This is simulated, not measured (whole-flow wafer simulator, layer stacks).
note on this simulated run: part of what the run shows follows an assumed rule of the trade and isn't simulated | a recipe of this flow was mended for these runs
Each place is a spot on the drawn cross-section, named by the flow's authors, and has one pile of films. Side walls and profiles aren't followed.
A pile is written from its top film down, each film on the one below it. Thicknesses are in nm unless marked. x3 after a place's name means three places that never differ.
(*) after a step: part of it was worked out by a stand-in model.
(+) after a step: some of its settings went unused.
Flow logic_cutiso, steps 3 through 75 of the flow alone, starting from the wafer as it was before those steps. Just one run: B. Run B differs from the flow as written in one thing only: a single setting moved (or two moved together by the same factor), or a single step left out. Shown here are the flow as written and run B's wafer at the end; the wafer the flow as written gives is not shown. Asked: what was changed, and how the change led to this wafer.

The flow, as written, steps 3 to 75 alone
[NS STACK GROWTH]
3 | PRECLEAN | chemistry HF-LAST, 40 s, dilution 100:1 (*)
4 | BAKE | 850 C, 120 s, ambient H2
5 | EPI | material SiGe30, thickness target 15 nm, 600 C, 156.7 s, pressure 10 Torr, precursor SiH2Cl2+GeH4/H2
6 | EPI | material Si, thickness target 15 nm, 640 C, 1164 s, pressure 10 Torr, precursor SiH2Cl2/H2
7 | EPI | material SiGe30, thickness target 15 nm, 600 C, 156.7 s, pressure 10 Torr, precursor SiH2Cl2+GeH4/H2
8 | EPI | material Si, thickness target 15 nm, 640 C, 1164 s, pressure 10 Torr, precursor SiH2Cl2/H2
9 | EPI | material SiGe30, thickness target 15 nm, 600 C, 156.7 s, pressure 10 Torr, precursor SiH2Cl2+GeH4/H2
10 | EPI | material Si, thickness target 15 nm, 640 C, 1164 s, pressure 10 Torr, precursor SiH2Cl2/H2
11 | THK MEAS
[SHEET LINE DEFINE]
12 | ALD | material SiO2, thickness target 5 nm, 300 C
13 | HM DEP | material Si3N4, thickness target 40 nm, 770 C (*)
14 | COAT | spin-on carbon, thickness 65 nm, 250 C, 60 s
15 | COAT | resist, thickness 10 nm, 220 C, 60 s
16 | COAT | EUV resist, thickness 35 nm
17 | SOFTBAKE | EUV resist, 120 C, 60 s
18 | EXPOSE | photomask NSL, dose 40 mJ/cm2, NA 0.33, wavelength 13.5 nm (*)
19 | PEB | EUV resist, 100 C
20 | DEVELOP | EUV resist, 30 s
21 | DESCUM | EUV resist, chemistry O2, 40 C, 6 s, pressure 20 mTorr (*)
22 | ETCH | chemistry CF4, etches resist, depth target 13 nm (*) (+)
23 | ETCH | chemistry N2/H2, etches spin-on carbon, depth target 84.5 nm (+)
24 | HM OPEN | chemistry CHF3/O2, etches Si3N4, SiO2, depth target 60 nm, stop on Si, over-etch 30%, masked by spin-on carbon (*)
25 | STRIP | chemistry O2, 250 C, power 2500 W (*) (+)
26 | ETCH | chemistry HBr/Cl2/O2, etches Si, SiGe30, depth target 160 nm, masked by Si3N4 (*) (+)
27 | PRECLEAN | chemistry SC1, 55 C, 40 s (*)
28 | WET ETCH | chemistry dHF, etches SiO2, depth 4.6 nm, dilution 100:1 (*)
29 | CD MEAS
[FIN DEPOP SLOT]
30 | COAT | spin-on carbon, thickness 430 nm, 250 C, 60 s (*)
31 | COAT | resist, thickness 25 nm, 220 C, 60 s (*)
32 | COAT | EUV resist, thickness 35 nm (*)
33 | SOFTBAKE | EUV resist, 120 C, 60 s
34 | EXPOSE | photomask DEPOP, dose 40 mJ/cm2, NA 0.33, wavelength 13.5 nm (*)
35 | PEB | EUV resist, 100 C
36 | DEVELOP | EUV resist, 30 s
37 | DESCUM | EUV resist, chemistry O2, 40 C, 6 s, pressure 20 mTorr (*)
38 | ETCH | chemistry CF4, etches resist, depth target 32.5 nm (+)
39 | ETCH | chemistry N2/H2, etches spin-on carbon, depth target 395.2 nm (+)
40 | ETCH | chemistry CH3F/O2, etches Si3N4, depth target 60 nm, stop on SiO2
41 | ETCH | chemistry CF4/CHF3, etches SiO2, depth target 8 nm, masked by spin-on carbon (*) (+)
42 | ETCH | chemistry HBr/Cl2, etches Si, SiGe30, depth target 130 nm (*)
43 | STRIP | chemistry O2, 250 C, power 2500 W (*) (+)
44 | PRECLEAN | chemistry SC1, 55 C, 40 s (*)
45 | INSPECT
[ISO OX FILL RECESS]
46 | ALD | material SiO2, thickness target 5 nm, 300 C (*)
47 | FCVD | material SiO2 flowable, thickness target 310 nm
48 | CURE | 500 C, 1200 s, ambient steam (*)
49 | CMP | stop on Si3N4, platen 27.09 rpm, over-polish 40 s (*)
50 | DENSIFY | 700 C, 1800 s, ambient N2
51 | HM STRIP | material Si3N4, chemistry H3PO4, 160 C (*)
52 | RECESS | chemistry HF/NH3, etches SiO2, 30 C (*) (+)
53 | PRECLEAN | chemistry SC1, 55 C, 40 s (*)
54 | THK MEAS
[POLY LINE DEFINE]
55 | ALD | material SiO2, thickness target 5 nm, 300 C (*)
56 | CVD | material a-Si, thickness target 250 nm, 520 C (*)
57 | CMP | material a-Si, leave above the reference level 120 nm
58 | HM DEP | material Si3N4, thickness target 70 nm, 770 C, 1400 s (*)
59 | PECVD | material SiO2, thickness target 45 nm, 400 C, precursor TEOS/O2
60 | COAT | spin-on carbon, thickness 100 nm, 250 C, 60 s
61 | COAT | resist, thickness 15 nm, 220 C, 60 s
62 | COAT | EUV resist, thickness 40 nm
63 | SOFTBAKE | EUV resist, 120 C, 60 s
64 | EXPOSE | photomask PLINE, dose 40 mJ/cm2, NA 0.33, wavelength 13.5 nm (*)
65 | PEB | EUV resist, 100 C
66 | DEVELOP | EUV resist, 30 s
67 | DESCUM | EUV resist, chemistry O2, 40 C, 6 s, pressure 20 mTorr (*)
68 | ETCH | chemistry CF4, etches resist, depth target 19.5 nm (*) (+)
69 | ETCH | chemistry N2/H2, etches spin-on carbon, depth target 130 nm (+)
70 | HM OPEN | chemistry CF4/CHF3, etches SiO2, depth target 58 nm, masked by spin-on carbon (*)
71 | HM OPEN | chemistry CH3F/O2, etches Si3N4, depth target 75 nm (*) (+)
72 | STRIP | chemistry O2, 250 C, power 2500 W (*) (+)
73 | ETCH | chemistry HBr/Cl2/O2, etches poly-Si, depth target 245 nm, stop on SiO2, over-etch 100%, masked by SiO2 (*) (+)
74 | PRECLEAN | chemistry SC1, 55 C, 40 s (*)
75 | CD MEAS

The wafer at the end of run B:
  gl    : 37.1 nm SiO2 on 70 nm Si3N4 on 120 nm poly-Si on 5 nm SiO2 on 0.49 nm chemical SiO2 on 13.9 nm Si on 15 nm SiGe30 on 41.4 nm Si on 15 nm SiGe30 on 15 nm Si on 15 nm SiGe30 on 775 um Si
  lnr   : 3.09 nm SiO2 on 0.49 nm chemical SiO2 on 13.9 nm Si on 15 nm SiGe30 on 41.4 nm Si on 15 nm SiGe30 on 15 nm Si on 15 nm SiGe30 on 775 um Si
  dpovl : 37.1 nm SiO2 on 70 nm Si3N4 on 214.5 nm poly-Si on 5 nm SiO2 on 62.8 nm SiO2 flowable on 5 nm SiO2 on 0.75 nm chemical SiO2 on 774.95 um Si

The reason: step 8, EPI: 664 C was run, though the flow has 640 C.

How this came from the change, step by step:
  8 | EPI | material Si, thickness target 15 nm, 640 C, 1164 s, pressure 10 Torr, precursor SiH2Cl2/H2
      depop, dpovl, gfld and 19 more: Si gains 41.4 (new film) (as written it would have been: Si gains 15 (new film))
  26 | ETCH | chemistry HBr/Cl2/O2, etches Si, SiGe30, depth target 160 nm, masked by Si3N4 (*) (+)
      dpovl, gfld, gxf, iso, isow, lnri, nsgap: chemical SiO2 loses 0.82 (all of it), Si loses 12 (all of it), SiGe30 loses 15 (all of it), Si loses 41.4 (all of it), SiGe30 loses 15 (all of it), Si loses 15 (all of it), SiGe30 loses 15 (all of it), Si loses 46.6 (as written it would have been: chemical SiO2 loses 0.82 (all of it), Si loses 12 (all of it), SiGe30 loses 15 (all of it), Si loses 15 (all of it), SiGe30 loses 15 (all of it), Si loses 15 (all of it), SiGe30 loses 15 (all of it), Si loses 73)
  42 | ETCH | chemistry HBr/Cl2, etches Si, SiGe30, depth target 130 nm (*)
      depop: Si loses 13.8 (all of it), SiGe30 loses 15 (all of it), Si loses 41.4 (all of it), SiGe30 loses 15 (all of it), Si loses 15 (all of it), SiGe30 loses 15 (all of it), Si loses 14.8 (as written it would have been: Si loses 13.8 (all of it), SiGe30 loses 15 (all of it), Si loses 15 (all of it), SiGe30 loses 15 (all of it), Si loses 15 (all of it), SiGe30 loses 15 (all of it), Si loses 41.2)
